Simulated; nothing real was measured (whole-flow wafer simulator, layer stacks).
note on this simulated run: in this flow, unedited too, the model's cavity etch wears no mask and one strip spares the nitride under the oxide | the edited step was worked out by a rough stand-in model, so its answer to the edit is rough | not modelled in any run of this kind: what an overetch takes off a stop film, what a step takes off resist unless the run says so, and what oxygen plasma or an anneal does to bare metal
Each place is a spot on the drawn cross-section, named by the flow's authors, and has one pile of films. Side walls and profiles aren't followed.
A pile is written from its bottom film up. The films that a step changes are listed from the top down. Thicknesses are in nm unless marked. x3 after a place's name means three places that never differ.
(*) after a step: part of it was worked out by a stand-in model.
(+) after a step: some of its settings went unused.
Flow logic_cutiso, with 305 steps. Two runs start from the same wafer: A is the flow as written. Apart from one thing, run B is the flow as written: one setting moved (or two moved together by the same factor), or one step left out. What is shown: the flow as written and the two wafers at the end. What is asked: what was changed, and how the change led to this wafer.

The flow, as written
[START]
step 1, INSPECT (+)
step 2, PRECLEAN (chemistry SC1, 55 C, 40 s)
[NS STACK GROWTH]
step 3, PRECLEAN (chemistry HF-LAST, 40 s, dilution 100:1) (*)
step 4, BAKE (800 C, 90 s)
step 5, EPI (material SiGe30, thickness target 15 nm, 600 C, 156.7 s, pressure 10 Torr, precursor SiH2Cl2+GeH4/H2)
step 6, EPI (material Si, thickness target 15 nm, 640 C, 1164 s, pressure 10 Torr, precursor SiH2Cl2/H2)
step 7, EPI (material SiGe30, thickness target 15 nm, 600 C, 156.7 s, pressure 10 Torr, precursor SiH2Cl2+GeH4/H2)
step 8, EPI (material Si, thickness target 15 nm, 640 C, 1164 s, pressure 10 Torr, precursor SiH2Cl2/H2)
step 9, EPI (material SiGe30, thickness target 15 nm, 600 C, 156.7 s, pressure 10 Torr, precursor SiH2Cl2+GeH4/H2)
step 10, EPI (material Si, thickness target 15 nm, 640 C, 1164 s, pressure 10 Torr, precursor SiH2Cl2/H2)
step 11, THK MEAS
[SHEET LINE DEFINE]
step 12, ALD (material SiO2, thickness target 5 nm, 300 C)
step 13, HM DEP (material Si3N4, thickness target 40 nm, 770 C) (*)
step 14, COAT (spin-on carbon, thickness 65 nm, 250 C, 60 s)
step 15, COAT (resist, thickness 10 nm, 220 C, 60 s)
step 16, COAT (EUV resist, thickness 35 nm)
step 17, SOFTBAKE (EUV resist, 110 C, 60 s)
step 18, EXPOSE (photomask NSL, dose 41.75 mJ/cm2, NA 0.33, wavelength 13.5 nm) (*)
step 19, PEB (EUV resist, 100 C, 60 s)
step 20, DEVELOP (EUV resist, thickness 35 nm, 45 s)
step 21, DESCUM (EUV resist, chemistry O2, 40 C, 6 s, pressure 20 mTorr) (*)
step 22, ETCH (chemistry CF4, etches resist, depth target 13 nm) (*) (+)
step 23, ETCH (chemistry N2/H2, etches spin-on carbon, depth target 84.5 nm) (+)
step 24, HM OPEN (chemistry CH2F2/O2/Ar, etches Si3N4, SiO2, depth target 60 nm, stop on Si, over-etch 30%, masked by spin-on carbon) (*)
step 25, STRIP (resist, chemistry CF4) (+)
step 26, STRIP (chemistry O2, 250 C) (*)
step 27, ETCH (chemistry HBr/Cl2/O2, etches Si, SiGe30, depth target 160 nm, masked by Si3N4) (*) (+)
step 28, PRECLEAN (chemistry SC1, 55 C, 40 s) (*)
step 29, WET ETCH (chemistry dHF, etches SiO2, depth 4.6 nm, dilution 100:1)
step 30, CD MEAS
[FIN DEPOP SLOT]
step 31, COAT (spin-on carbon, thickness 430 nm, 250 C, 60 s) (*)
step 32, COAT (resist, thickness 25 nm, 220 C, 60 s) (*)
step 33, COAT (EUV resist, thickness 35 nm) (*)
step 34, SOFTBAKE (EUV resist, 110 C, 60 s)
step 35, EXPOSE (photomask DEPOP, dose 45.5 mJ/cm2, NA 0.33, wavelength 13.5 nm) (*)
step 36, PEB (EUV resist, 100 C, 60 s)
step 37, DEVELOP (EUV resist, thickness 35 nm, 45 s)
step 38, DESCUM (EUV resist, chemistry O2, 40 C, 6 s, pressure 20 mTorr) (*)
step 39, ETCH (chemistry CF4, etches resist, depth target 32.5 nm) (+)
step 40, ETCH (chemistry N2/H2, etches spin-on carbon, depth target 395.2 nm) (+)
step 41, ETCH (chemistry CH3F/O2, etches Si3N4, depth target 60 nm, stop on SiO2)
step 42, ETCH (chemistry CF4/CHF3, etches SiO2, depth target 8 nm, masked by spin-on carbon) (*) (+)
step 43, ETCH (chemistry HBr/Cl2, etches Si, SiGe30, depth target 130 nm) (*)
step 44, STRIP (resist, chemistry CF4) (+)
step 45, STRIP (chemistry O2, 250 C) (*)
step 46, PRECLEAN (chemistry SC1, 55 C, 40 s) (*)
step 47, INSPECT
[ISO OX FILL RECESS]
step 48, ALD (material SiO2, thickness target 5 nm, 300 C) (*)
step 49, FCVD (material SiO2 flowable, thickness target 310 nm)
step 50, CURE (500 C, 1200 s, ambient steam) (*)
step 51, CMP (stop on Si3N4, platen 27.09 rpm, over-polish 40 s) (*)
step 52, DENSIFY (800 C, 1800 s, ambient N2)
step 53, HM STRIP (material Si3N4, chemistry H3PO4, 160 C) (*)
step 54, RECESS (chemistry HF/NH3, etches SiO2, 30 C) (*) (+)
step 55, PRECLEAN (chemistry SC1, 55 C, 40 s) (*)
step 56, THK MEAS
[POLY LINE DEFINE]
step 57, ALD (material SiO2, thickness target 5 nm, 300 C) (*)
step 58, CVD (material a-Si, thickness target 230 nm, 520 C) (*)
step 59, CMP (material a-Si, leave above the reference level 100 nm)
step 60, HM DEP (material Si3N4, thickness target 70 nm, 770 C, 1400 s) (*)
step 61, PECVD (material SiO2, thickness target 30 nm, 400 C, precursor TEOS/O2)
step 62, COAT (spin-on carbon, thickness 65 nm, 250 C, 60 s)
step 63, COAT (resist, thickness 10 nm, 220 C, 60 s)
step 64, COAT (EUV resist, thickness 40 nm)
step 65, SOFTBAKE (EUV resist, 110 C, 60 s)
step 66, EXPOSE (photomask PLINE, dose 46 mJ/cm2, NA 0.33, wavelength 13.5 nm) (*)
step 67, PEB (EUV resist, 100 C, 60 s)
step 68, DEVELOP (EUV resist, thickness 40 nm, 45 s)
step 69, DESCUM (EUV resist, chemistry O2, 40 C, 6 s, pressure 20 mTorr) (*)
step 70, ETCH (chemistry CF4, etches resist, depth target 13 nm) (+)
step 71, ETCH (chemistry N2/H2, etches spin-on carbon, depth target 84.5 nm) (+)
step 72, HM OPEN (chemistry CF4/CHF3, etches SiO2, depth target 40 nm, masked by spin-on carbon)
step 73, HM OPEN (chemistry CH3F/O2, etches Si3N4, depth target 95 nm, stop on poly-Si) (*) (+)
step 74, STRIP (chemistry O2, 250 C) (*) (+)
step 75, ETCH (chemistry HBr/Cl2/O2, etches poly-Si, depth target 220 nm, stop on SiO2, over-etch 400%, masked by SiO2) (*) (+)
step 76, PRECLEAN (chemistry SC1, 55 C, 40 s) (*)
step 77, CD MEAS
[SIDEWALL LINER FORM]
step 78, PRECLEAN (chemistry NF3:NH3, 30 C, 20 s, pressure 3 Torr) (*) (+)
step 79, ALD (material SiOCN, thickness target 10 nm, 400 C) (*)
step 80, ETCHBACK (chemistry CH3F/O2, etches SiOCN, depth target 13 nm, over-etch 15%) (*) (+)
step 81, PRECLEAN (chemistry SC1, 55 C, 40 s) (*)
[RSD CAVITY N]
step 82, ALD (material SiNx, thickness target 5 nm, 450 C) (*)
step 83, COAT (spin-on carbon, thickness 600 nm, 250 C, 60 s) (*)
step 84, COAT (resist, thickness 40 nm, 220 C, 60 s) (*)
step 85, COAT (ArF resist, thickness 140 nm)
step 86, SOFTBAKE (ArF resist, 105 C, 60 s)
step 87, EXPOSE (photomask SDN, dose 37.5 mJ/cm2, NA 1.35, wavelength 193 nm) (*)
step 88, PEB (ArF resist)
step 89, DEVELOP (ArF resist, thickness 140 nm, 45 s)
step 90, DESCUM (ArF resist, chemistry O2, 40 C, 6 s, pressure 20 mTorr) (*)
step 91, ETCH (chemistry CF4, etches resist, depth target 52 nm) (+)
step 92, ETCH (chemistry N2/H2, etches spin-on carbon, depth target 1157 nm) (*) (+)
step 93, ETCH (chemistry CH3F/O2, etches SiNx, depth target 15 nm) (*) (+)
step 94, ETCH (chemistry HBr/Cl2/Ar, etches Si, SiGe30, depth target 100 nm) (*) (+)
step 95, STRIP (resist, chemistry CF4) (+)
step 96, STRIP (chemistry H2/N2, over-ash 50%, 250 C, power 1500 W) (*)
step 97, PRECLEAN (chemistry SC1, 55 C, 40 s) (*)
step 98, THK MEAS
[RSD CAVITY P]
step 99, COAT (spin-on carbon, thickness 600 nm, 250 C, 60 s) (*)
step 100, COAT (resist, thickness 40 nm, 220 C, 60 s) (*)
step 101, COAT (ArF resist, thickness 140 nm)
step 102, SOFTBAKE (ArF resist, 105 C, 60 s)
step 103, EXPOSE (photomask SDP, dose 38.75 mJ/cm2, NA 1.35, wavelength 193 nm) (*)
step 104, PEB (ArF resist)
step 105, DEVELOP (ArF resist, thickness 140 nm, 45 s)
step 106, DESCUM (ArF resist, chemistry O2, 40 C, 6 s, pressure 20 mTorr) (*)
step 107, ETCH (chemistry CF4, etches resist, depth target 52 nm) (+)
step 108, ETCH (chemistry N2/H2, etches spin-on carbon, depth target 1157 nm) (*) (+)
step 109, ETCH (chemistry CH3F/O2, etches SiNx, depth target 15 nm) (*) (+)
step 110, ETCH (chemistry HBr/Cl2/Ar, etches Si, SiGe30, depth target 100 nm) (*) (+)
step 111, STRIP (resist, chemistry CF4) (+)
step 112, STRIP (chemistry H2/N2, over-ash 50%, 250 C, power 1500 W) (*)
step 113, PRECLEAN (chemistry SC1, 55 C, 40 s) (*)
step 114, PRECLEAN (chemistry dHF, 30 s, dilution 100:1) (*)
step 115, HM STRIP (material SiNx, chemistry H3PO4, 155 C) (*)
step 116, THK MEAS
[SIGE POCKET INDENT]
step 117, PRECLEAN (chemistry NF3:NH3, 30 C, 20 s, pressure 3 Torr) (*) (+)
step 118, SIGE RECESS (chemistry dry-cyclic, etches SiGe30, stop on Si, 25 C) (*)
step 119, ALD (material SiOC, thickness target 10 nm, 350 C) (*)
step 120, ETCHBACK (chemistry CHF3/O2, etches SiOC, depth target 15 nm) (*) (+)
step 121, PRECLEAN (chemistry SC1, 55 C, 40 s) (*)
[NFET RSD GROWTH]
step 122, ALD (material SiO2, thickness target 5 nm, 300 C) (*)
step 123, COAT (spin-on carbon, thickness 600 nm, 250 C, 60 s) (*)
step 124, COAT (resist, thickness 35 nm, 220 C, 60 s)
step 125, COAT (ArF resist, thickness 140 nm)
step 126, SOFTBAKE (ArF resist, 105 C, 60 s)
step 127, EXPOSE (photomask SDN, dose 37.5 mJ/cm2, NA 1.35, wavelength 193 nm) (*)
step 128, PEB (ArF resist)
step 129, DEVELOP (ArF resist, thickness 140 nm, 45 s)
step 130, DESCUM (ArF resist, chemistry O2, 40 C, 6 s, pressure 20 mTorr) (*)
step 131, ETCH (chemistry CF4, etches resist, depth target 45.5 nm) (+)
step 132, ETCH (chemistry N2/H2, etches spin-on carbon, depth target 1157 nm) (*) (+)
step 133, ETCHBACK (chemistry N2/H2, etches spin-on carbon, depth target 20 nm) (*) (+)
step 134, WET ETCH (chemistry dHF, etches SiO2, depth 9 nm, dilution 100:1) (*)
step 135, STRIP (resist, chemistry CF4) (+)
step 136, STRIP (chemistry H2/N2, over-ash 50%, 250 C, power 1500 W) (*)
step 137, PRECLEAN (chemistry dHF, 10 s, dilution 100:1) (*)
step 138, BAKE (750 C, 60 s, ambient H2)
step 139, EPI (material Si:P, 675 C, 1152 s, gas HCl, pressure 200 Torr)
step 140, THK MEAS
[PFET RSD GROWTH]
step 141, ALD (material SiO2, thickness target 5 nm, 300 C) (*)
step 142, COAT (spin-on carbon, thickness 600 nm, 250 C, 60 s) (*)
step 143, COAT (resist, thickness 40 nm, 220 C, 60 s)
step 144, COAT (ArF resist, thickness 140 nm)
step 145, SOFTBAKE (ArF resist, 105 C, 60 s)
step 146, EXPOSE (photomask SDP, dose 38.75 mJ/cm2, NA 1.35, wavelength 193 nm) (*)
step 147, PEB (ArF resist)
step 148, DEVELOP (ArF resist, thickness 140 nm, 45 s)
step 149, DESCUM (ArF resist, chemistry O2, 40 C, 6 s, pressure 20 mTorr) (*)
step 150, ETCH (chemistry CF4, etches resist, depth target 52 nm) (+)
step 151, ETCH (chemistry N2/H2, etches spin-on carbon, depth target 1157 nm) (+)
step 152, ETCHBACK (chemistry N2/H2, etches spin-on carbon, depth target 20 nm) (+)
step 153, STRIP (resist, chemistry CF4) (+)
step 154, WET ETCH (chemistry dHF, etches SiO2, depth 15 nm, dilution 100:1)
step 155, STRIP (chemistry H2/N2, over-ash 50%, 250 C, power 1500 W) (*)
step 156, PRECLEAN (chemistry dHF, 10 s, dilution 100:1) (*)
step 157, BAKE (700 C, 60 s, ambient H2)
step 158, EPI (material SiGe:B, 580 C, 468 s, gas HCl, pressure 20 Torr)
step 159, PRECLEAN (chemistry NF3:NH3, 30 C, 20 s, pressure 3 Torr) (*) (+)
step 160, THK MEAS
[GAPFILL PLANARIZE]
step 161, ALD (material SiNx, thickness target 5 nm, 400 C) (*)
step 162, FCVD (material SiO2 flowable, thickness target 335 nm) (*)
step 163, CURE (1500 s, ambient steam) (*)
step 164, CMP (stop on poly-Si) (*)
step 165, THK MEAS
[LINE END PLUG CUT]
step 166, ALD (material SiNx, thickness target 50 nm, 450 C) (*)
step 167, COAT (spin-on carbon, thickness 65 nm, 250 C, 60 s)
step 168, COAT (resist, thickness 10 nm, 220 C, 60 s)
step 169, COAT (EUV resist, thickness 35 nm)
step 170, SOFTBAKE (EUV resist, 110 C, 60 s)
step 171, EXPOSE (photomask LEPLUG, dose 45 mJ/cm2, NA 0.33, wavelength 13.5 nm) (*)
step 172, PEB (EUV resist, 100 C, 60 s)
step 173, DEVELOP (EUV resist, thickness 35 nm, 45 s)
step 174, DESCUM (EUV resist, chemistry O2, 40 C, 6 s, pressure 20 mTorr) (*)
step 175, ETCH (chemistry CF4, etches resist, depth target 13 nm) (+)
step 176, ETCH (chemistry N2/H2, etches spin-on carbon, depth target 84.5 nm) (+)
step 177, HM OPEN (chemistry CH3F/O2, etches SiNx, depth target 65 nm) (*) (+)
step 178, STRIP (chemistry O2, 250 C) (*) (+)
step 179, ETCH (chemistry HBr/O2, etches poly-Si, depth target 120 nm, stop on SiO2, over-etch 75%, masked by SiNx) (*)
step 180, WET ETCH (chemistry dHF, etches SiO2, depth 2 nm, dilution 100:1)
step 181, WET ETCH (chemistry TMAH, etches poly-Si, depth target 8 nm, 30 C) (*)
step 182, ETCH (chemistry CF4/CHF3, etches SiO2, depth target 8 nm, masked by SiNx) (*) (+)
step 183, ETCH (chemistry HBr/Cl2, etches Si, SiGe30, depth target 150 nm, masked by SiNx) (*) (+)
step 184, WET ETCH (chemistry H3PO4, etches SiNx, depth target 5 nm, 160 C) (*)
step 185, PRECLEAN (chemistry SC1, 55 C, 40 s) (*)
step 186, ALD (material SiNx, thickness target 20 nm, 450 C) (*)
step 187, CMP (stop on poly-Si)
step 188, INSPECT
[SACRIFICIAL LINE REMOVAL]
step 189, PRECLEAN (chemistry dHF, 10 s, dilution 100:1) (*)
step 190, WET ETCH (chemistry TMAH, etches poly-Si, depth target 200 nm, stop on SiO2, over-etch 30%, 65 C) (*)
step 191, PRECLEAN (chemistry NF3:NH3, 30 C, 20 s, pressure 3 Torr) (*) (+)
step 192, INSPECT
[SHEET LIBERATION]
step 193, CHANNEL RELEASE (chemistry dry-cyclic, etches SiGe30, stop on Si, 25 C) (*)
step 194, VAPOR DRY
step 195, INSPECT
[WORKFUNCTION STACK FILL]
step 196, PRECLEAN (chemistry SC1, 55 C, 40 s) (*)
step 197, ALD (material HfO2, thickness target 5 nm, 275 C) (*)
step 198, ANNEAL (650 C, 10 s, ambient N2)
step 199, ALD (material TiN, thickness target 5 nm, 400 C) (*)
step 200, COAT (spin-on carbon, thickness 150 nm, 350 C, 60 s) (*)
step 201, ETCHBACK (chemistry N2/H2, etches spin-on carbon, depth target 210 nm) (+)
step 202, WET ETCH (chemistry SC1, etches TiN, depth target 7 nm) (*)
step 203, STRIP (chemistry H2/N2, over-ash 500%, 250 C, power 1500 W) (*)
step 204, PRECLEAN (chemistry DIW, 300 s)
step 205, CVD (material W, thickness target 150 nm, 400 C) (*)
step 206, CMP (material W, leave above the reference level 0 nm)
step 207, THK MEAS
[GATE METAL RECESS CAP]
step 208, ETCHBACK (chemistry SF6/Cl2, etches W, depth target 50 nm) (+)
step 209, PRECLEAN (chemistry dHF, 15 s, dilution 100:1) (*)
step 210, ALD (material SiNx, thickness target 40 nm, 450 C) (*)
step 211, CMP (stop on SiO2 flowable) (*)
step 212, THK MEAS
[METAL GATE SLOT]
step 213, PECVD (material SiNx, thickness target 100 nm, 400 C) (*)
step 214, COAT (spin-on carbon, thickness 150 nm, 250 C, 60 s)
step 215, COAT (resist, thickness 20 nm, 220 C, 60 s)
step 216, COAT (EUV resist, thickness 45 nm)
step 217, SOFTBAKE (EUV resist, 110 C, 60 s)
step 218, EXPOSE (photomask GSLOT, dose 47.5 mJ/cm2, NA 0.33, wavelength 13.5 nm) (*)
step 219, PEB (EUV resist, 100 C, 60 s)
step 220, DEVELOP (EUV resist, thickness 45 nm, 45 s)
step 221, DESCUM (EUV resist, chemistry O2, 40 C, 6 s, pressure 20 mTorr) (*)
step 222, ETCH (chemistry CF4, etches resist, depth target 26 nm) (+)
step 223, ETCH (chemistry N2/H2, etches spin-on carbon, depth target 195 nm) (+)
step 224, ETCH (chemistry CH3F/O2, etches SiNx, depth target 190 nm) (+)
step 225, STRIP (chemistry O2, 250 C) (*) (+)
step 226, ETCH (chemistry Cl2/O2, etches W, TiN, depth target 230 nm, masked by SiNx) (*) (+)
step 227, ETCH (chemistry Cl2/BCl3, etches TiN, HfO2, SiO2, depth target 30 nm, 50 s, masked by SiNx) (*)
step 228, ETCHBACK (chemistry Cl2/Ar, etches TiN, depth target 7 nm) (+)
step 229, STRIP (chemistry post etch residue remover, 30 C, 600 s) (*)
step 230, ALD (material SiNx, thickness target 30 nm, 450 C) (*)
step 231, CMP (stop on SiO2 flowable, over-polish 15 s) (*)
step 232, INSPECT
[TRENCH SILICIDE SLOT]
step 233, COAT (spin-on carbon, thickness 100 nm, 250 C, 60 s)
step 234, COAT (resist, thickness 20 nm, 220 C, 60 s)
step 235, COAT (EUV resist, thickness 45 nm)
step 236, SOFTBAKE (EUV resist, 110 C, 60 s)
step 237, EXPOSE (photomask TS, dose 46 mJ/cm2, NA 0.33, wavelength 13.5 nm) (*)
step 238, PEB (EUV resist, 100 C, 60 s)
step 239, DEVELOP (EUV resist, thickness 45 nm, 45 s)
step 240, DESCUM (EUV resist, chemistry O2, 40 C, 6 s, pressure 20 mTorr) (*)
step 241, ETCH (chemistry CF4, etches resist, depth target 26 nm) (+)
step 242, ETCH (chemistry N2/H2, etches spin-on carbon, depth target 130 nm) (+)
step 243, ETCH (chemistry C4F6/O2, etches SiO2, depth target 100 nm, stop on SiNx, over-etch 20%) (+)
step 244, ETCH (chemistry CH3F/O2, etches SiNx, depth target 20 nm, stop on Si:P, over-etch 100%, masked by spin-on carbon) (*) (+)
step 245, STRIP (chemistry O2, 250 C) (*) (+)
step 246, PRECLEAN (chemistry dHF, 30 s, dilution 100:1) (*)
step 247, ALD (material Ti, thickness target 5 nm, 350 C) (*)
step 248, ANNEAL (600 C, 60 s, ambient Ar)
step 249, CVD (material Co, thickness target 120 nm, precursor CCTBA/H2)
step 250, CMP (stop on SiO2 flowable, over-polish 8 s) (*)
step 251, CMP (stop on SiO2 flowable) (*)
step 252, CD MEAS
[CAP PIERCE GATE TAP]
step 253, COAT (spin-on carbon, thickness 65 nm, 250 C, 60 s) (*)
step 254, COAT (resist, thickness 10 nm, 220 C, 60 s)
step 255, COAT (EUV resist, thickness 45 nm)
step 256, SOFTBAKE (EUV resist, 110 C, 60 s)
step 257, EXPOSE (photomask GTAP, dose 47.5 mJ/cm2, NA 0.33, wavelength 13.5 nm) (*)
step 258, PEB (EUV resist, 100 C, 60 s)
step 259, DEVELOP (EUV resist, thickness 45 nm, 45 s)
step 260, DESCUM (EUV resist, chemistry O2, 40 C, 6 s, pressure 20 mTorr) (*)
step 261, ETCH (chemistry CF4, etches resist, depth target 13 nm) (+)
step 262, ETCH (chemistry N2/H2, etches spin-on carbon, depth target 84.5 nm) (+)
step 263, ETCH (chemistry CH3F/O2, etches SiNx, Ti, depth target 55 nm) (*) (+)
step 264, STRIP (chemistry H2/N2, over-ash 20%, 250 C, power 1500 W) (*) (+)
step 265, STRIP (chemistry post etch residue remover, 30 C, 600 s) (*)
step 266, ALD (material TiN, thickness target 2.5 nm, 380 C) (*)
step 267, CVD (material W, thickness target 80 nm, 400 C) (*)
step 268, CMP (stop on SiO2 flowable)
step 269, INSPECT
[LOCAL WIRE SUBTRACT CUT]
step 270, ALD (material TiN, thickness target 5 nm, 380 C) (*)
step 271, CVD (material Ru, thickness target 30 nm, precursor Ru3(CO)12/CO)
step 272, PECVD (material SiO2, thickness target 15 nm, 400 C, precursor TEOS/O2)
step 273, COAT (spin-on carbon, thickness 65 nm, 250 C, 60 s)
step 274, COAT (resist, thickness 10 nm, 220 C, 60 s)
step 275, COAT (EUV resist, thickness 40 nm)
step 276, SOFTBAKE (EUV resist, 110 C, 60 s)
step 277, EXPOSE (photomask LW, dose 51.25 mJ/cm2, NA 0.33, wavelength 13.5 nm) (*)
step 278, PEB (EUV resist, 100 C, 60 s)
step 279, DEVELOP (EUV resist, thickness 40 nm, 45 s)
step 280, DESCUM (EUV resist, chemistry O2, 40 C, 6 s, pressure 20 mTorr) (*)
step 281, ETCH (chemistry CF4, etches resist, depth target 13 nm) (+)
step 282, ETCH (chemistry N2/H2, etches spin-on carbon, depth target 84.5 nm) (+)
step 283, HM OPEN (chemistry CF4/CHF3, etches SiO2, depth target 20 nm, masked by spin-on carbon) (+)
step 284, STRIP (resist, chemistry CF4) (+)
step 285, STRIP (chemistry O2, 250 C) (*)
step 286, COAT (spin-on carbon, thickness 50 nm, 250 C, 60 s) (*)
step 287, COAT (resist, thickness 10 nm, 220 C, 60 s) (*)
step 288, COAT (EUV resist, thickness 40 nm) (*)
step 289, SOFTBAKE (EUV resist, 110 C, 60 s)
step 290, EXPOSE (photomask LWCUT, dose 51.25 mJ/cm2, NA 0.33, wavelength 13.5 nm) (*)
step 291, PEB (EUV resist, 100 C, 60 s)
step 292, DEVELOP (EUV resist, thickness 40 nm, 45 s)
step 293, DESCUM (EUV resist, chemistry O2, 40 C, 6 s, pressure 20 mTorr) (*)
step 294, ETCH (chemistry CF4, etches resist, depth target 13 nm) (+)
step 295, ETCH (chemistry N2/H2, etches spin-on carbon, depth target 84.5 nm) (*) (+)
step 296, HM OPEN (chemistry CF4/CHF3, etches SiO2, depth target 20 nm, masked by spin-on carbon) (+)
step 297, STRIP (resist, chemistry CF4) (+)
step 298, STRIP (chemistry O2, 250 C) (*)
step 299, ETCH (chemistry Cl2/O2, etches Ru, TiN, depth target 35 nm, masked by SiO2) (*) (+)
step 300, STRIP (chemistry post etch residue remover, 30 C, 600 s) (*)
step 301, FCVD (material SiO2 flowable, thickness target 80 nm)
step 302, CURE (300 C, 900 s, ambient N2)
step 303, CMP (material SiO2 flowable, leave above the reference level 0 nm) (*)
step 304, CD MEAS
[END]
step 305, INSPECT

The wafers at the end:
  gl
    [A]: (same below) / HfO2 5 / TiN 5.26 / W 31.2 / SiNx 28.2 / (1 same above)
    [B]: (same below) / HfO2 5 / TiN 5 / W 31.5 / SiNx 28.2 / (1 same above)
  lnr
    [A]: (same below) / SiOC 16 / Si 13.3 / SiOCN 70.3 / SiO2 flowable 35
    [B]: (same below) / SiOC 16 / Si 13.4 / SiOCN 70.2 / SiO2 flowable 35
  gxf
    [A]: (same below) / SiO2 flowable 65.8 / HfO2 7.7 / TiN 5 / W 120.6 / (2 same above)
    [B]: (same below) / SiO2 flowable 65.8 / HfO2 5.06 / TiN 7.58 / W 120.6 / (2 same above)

The reason: step 75, ETCH: over-etch 300% was run, while the flow as written has over-etch 400%.

How this came from the change, step by step:
  step 75, ETCH (chemistry HBr/Cl2/O2, etches poly-Si, depth target 220 nm, stop on SiO2, over-etch 400%, masked by SiO2) (*) (+)
      lnr, lnrp, lnrt, rsdn, rsdp, rsdw, rsdx: A -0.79 chemical SiO2 (all of it), -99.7 poly-Si (all of it), -5 SiO2 (all of it) | B -0.79 chemical SiO2 (all of it), -99.7 poly-Si (all of it), -3.9 SiO2
      depop, dpovl, gfld and 10 more: A -9.58 SiO2 | B -8.63 SiO2
      (also at 2 further places)
  step 78, PRECLEAN (chemistry NF3:NH3, 30 C, 20 s, pressure 3 Torr) (*) (+)
      lnr, lnrp, lnrt, rsdn, rsdp, rsdw, rsdx: A -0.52 chemical SiO2 (all of it) | B -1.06 SiO2 (all of it), -0.49 chemical SiO2 (all of it)
      iso, lnri: A -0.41 SiO2 (all of it), -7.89 SiO2 flowable | B -1.5 SiO2 (all of it), -6.62 SiO2 flowable
  step 120, ETCHBACK (chemistry CHF3/O2, etches SiOC, depth target 15 nm) (*) (+)
      gl, tap: A -10 SiOC (all of it), -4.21 SiO2 (all of it), -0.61 Si3N4 | B -10 SiOC (all of it), -5.16 SiO2 (all of it)
      glp: A -10 SiOC (all of it), -4.25 SiO2 (all of it), -0.58 Si3N4 | B -10 SiOC (all of it), -5.2 SiO2 (all of it)
      (also at 2 further places)
  step 122, ALD (material SiO2, thickness target 5 nm, 300 C) (*)
      gxn: A +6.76 SiO2 (new film) | B +6.84 SiO2
      gxp: A +6.75 SiO2 (new film) | B +6.82 SiO2
  step 133, ETCHBACK (chemistry N2/H2, etches spin-on carbon, depth target 20 nm) (*) (+)
      gxn: A -0.7 SiO2 (all of it), -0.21 Si3N4 | B -1.11 SiO2
  step 134, WET ETCH (chemistry dHF, etches SiO2, depth 9 nm, dilution 100:1) (*)
      gxn: A -0.34 Si3N4 | B -0.77 SiO2 (all of it), -0.24 Si3N4
  step 141, ALD (material SiO2, thickness target 5 nm, 300 C) (*)
      gxn: A +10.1 SiO2 (new film) | B +10.7 SiO2 (new film)
  step 153, STRIP (resist, chemistry CF4) (+)
      gxp: A -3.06 SiO2 (all of it) | B -4.24 SiO2 (all of it)
  step 161, ALD (material SiNx, thickness target 5 nm, 400 C) (*)
      gxp: A +5 SiNx (new film) | B +5.65 SiNx (new film)
  step 164, CMP (stop on poly-Si) (*)
      depop, dpovl, isow, ns, nsgap: A -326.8 SiO2 flowable (all of it), -5 SiNx (all of it), -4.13 SiO2 (all of it), -70 Si3N4 (all of it) | B -326.8 SiO2 flowable (all of it), -5 SiNx (all of it), -5.07 SiO2 (all of it), -70 Si3N4 (all of it)
      gfld, gxf: A -251.9 SiO2 flowable (all of it), -5 SiNx (all of it), -4.13 SiO2 (all of it), -70 Si3N4 (all of it) | B -251.8 SiO2 flowable (all of it), -5 SiNx (all of it), -5.07 SiO2 (all of it), -70 Si3N4 (all of it)
      (also at 3 further places)
  step 197, ALD (material HfO2, thickness target 5 nm, 275 C) (*)
      gxf: A +7.7 HfO2 (new film) | B +5.06 HfO2 (new film)
  step 199, ALD (material TiN, thickness target 5 nm, 400 C) (*)
      gxf: A +5 TiN (new film) | B +7.58 TiN (new film)
